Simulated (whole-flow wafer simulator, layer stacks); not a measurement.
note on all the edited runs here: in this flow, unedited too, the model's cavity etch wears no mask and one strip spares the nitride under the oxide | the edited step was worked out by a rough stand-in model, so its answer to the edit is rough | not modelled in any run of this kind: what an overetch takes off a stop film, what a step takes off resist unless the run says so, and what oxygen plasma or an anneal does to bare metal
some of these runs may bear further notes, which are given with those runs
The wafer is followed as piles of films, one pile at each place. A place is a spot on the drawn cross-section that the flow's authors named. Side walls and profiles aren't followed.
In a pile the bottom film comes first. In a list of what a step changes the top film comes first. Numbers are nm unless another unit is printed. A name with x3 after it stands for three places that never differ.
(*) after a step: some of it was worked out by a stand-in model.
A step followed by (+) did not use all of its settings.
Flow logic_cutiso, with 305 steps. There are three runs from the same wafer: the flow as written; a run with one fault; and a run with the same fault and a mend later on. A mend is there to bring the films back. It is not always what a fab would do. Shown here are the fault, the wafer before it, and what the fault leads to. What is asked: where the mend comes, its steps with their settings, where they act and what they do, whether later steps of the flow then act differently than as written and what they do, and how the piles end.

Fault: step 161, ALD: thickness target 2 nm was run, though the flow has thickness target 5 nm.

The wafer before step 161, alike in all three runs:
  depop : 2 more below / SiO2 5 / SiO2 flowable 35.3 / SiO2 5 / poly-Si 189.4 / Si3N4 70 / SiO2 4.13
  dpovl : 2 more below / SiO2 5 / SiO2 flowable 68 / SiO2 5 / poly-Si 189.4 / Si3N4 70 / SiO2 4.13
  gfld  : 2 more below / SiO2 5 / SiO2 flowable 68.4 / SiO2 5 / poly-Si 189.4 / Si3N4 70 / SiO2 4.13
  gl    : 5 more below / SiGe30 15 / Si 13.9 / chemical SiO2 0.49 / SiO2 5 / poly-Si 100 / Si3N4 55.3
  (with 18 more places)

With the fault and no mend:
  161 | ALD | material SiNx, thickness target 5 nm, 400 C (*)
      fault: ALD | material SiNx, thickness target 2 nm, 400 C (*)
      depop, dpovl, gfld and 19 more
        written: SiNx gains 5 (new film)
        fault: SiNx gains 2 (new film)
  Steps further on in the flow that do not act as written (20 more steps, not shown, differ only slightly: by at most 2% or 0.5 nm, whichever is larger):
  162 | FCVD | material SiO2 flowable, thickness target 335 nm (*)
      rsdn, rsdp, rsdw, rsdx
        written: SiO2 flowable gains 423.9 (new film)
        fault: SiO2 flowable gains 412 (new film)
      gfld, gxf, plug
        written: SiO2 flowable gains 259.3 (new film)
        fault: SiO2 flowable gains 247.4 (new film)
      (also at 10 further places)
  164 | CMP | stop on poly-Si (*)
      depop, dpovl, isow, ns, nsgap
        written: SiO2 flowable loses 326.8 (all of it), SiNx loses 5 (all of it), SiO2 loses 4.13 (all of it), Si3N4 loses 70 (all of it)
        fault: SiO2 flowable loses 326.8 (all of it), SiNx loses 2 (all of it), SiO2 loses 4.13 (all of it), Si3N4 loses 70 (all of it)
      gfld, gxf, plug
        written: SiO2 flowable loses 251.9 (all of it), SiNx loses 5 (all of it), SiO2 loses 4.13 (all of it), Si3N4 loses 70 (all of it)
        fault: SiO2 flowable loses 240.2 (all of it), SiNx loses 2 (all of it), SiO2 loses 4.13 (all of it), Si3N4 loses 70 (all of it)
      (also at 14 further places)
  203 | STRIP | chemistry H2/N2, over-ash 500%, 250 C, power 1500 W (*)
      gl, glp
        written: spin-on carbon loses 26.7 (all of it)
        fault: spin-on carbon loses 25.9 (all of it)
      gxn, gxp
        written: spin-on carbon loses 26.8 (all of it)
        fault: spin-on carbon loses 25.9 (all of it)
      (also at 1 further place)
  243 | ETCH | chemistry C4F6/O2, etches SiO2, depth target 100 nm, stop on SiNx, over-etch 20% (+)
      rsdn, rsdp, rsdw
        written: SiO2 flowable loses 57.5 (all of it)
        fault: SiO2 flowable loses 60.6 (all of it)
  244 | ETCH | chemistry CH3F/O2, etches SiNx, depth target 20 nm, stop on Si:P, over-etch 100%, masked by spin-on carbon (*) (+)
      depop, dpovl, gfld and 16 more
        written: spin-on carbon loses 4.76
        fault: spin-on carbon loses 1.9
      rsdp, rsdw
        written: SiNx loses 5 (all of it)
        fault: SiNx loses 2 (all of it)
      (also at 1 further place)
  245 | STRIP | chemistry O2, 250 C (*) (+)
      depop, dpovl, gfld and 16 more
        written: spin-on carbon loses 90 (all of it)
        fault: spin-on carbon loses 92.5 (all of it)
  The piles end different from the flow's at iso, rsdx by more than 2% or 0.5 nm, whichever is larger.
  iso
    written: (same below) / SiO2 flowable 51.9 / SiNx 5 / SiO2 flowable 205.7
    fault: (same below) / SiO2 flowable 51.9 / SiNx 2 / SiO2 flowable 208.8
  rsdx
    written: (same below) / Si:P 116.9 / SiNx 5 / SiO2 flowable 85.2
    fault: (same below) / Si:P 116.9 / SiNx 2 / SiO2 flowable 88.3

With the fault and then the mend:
  The mend follows step 161.
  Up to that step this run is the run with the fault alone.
  161a | ALD | material SiNx, thickness target 3 nm, 400 C (*) (the flow's step 161, run once more with other settings)
      depop, dpovl, gfld and 19 more
        SiNx gains 3
  Later steps of the flow that are run all act as written at every place that is followed, up to a difference of at most 2% or 0.5 nm, whichever is larger.
  At every place that both follow, the piles at the end match the flow's.
